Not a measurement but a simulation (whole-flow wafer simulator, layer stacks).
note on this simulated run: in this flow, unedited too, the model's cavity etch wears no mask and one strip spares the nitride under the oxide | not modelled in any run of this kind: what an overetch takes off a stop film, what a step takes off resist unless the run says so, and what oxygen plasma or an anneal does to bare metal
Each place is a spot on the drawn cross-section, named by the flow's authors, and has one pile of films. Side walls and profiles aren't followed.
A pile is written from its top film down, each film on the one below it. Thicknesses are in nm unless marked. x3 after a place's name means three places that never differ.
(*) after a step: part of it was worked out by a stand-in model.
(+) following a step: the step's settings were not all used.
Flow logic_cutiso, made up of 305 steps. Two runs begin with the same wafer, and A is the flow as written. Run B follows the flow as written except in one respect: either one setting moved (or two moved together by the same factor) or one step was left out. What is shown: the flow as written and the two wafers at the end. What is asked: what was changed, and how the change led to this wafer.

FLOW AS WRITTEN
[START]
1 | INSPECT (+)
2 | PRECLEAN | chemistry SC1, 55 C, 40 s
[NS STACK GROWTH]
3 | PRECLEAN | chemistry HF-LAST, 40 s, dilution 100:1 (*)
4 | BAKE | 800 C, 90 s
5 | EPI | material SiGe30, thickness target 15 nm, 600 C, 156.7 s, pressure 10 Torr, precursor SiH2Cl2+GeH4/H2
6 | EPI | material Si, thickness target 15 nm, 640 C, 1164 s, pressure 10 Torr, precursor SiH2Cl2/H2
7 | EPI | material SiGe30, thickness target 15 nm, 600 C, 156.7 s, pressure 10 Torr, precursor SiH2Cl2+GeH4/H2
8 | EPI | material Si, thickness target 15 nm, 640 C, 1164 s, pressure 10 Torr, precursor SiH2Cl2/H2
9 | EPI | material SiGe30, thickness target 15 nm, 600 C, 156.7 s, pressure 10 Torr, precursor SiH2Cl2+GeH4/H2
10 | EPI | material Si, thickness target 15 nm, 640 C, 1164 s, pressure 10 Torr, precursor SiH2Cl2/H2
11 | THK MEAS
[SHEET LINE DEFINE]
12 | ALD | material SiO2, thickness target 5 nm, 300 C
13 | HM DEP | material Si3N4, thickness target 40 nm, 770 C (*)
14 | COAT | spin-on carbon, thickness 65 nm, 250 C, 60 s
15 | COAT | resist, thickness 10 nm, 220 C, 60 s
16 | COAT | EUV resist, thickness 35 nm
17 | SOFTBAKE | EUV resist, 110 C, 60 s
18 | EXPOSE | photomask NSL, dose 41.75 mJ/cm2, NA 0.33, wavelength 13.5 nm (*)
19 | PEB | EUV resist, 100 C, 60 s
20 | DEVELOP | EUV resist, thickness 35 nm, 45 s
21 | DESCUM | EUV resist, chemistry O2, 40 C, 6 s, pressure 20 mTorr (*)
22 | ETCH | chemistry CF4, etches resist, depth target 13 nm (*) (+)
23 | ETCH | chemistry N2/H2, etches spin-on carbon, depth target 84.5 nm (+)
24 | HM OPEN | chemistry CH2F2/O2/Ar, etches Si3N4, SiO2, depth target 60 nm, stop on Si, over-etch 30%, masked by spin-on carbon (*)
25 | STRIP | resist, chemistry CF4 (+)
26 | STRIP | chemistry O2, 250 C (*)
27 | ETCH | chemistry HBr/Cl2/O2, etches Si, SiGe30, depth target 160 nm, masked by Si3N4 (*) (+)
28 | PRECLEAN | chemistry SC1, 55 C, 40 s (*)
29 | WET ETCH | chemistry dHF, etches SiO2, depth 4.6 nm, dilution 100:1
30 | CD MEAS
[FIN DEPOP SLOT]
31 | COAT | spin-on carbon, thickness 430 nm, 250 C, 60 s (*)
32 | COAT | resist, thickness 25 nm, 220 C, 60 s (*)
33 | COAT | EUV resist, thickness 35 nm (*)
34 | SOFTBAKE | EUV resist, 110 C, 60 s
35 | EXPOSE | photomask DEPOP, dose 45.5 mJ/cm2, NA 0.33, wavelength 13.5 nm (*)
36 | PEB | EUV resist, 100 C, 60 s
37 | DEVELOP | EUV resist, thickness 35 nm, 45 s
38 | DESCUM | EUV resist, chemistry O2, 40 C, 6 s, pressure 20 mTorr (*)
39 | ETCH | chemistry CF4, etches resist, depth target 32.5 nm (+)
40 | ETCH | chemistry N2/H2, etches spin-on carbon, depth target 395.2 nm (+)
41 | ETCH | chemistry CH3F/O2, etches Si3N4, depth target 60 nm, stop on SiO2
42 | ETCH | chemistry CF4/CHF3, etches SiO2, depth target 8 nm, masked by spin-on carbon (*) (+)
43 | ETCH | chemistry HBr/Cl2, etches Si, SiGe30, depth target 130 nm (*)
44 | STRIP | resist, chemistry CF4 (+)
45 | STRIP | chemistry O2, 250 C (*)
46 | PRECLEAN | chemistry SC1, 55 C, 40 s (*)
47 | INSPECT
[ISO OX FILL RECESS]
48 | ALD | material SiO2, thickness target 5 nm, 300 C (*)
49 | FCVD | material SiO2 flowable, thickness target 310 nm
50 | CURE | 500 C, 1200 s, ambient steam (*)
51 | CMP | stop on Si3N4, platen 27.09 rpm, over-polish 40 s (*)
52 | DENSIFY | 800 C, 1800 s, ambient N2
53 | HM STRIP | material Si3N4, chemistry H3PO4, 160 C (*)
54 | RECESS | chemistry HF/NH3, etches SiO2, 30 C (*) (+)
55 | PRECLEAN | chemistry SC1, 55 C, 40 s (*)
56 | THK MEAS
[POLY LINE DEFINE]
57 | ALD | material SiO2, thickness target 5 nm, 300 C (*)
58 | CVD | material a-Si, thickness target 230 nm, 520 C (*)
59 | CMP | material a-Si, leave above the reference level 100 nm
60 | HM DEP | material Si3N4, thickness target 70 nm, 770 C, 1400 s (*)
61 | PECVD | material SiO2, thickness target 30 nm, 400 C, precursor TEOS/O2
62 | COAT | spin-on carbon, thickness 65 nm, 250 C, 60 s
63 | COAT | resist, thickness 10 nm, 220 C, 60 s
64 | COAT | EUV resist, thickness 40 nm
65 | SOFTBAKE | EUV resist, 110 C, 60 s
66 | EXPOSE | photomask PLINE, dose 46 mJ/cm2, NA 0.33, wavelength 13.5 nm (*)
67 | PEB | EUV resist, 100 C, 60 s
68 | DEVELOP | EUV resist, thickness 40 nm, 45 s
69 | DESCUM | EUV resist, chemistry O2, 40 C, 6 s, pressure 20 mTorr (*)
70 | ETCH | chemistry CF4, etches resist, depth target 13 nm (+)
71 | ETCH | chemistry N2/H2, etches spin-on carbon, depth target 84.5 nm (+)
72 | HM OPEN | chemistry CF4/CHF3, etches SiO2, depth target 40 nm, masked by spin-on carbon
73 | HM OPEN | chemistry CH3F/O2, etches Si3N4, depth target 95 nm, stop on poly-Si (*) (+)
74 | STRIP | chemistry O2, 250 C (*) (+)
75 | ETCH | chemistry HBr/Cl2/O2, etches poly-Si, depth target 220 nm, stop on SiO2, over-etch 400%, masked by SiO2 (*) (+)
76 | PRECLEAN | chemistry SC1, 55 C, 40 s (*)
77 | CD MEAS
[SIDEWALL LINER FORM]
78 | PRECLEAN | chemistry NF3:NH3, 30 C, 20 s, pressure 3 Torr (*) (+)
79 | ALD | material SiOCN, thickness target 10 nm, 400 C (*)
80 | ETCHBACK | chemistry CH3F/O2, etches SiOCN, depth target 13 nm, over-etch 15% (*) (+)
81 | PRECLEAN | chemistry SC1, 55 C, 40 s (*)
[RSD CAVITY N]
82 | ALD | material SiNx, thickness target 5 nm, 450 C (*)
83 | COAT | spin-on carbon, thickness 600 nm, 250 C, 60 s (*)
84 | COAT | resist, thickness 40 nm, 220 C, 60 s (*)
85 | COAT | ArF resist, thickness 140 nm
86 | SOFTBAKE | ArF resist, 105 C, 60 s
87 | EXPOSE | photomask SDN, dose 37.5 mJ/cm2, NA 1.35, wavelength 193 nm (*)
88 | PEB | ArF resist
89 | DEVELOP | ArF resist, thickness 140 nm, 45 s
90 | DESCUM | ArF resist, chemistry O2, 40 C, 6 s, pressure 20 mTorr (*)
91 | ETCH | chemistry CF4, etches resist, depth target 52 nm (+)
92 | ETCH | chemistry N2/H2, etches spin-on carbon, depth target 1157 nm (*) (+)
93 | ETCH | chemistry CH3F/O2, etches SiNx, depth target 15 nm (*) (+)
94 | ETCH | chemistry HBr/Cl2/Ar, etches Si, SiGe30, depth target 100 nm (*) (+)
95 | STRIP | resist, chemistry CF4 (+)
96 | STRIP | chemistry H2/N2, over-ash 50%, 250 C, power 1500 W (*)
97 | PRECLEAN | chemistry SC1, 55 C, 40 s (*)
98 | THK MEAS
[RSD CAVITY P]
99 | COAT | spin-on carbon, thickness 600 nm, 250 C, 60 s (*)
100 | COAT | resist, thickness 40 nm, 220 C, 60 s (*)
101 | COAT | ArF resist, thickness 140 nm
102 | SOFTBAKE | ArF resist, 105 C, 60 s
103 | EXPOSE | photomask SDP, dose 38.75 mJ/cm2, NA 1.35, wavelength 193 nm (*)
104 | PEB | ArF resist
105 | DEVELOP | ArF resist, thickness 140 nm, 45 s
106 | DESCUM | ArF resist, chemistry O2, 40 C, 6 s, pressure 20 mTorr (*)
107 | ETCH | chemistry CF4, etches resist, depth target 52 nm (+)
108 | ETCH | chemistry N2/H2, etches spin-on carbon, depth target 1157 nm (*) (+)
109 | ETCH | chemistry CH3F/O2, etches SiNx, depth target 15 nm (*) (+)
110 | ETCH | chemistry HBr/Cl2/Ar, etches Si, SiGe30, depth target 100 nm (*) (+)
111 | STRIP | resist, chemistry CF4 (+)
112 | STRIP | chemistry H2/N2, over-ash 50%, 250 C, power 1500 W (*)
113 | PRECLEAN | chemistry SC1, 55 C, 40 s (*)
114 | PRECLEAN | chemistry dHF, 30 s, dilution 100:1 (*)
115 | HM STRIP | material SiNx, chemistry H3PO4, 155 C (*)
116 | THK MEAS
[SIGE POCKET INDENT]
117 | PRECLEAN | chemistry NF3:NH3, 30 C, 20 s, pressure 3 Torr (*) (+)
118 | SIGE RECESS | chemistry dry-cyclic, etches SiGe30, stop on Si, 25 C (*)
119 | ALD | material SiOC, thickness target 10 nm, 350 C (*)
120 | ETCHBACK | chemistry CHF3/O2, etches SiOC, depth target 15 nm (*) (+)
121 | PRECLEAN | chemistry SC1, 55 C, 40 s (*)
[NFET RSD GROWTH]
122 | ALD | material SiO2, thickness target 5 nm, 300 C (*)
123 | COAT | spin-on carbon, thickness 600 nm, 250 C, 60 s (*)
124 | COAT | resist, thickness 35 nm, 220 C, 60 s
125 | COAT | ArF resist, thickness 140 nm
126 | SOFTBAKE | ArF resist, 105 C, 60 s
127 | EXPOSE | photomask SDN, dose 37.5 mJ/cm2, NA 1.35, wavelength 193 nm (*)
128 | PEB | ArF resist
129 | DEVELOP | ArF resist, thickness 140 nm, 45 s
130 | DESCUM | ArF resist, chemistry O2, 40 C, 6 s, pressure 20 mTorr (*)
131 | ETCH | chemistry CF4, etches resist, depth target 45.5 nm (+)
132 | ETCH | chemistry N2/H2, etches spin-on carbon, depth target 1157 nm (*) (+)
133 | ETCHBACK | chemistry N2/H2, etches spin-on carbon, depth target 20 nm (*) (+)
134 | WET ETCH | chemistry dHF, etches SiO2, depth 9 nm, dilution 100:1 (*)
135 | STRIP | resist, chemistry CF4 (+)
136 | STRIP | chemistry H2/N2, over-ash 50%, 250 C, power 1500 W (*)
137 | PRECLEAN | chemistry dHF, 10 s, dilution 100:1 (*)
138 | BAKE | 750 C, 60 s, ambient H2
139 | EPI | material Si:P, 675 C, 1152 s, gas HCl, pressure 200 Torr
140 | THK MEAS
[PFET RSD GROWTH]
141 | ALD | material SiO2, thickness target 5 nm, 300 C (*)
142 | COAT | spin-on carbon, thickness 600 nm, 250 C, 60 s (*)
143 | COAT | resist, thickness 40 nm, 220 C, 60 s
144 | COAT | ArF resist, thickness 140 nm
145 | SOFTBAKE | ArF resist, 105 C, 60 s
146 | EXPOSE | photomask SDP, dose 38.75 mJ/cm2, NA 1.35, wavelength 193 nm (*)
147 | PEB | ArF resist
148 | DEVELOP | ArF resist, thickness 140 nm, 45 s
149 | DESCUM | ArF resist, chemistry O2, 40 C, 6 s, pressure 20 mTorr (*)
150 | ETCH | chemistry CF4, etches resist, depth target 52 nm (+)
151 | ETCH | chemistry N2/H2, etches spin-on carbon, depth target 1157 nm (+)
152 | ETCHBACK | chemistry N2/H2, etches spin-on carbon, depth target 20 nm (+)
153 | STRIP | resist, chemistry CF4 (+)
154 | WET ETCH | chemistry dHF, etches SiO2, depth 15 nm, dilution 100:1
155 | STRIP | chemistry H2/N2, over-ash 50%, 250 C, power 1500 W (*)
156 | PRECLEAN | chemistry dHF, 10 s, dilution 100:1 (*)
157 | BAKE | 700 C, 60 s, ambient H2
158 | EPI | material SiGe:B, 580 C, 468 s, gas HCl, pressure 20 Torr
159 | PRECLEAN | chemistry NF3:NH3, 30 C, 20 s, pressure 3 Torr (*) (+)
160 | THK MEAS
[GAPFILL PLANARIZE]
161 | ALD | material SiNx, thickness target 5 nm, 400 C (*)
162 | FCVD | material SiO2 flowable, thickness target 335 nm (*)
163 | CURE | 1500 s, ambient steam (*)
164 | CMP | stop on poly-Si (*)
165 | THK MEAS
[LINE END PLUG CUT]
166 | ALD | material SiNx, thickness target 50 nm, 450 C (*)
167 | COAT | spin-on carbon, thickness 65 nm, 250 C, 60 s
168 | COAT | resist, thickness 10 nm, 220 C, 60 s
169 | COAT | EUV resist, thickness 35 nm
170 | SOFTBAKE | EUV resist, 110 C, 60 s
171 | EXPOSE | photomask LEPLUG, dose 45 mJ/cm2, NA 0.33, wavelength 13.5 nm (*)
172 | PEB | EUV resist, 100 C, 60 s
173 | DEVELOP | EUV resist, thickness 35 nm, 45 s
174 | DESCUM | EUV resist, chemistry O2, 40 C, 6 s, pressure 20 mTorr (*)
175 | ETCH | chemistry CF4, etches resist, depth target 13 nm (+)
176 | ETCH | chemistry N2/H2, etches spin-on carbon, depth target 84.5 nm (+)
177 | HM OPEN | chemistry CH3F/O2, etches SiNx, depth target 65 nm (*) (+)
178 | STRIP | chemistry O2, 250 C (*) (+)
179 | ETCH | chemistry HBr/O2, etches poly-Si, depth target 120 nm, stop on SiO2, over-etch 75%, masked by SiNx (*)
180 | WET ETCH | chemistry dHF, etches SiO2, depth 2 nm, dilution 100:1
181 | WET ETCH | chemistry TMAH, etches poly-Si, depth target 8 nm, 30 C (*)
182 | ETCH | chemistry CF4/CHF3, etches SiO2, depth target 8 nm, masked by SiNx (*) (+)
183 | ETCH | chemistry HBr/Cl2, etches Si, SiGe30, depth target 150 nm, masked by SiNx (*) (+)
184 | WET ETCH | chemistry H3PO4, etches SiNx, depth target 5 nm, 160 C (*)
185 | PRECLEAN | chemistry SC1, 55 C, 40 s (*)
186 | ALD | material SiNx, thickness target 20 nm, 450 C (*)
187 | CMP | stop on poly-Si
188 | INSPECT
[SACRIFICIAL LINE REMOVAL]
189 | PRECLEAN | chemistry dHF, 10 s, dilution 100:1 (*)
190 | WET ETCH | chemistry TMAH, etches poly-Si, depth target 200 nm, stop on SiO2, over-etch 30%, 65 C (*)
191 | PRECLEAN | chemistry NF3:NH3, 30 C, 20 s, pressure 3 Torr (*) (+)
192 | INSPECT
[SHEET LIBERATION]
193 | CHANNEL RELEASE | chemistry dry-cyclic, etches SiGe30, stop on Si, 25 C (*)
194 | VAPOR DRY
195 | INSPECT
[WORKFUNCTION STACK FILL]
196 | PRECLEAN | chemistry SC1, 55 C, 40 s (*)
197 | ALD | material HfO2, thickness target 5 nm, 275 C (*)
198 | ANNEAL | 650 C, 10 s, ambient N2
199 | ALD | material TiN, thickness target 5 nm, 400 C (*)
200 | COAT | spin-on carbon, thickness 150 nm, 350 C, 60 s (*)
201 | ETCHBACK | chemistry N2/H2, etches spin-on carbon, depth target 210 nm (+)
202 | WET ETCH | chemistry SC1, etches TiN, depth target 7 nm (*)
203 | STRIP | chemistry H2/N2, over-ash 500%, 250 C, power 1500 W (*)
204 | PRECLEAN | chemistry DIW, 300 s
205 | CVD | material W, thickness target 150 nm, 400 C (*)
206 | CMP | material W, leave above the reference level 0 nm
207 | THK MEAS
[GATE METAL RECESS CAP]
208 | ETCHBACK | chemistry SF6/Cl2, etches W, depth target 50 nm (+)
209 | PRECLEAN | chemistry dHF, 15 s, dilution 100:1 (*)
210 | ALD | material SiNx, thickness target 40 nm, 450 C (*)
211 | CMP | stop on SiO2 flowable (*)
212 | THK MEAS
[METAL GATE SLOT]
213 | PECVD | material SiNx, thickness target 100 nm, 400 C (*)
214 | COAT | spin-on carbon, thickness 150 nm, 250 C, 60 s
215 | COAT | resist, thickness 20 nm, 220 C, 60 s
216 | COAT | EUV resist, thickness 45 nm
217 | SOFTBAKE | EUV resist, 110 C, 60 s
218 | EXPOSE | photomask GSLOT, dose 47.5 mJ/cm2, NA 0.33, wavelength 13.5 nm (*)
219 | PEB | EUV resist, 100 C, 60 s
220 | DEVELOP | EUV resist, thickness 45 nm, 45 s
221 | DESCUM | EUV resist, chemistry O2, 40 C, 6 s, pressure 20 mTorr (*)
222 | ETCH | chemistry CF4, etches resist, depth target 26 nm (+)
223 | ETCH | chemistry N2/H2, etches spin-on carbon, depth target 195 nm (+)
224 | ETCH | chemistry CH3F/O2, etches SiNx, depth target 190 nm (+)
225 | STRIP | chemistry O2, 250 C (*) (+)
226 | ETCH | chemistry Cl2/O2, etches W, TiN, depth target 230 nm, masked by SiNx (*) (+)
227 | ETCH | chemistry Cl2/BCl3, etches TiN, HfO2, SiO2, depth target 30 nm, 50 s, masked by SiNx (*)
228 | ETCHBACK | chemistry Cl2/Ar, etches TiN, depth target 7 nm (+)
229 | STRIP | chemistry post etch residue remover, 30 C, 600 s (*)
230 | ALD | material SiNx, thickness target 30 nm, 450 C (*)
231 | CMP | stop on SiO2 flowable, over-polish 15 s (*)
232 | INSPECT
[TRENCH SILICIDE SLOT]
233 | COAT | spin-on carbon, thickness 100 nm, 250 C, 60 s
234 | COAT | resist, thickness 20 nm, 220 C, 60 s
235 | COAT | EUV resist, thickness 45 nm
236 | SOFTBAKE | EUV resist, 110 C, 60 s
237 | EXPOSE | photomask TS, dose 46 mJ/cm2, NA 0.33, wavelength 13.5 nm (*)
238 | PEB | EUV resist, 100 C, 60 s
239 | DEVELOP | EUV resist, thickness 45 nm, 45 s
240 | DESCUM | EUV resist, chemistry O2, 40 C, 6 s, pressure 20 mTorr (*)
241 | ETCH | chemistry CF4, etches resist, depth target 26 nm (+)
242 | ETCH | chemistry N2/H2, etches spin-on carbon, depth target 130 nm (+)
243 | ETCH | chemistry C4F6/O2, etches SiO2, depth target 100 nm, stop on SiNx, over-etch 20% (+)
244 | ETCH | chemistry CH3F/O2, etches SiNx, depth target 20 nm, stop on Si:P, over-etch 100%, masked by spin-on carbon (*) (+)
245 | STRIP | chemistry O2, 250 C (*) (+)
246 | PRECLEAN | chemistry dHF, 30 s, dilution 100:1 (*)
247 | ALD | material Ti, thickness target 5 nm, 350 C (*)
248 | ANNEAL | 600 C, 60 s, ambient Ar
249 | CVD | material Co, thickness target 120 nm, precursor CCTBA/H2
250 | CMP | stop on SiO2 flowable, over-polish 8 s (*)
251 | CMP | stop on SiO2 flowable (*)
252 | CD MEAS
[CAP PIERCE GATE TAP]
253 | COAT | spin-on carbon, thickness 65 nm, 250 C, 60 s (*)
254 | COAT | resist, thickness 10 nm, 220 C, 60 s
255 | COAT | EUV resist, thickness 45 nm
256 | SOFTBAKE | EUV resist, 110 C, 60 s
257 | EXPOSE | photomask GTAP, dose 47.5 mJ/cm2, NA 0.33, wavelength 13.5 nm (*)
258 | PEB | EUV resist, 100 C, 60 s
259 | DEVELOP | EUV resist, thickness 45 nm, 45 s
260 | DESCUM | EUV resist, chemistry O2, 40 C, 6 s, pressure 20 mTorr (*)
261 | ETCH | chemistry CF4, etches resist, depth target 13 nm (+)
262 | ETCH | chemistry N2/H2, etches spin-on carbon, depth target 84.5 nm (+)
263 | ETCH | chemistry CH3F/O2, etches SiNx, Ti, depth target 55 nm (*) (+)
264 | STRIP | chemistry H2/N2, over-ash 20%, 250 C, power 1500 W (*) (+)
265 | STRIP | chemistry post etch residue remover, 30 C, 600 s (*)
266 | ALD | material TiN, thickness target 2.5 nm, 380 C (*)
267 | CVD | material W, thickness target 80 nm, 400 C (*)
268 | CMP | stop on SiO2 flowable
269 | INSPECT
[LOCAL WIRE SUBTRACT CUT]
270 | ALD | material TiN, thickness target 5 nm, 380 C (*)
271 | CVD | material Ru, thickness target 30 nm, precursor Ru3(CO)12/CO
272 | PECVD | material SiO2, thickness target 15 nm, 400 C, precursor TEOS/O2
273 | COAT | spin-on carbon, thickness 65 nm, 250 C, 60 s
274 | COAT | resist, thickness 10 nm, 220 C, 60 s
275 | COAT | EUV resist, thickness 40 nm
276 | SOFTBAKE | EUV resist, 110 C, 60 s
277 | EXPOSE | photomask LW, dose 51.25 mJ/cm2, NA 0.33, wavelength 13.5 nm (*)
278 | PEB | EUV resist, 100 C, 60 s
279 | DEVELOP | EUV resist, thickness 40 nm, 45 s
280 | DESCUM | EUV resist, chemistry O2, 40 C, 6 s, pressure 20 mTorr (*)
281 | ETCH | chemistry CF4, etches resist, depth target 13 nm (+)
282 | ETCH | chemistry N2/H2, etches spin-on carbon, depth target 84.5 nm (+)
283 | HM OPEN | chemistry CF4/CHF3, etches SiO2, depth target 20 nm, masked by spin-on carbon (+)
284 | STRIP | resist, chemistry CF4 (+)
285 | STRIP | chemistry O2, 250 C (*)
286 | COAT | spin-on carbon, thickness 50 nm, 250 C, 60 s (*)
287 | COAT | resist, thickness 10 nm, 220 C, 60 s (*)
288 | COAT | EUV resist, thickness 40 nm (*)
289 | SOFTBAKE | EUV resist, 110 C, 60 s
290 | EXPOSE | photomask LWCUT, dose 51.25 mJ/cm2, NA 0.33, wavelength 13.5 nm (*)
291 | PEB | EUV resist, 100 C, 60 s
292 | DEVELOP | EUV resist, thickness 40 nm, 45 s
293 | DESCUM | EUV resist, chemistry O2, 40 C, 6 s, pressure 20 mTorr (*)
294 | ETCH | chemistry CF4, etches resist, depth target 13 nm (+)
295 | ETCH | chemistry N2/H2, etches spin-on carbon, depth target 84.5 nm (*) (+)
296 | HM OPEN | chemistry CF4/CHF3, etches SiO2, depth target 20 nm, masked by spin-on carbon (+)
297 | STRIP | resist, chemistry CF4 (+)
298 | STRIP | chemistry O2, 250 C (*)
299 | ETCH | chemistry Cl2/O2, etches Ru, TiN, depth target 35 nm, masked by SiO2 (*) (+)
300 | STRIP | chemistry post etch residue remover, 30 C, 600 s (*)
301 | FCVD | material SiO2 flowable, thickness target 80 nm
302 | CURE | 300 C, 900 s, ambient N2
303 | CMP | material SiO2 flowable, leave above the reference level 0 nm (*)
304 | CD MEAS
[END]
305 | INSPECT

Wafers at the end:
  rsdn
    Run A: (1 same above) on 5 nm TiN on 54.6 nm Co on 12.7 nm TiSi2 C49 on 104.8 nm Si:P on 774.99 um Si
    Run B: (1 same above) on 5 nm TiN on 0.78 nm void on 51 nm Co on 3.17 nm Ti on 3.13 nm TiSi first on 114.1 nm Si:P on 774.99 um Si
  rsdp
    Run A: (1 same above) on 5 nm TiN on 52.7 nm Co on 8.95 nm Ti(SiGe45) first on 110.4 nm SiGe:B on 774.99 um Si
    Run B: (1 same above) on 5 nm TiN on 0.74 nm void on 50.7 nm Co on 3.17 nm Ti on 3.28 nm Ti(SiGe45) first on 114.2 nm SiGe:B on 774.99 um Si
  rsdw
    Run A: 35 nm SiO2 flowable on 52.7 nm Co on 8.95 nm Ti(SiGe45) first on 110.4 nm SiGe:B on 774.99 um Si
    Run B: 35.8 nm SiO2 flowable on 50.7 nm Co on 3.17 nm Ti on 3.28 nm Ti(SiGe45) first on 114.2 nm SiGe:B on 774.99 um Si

The reason: step 248, ANNEAL: 600 C, 60 s, ambient Ar, was skipped.

The path from the change to this, step by step:
  302 | CURE | 300 C, 900 s, ambient N2
      rsdn: A nothing | B under 4 films: +0.78 void (new film), -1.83 Ti, +3.13 TiSi first (new film), -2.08 Si:P
      rsdp: A nothing | B under 4 films: +0.74 void (new film), -1.83 Ti, +3.28 Ti(SiGe45) first (new film), -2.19 SiGe:B
      (as well as at 1 more place)
If metal films that touch count as one body, rsdn has 2 bodies (between them, from the top down: void 0.78); the flow as written gives 1 body.
If metal films that touch count as one body, rsdp has 2 bodies (between them, from the top down: void 0.74); the flow as written gives 1 body.
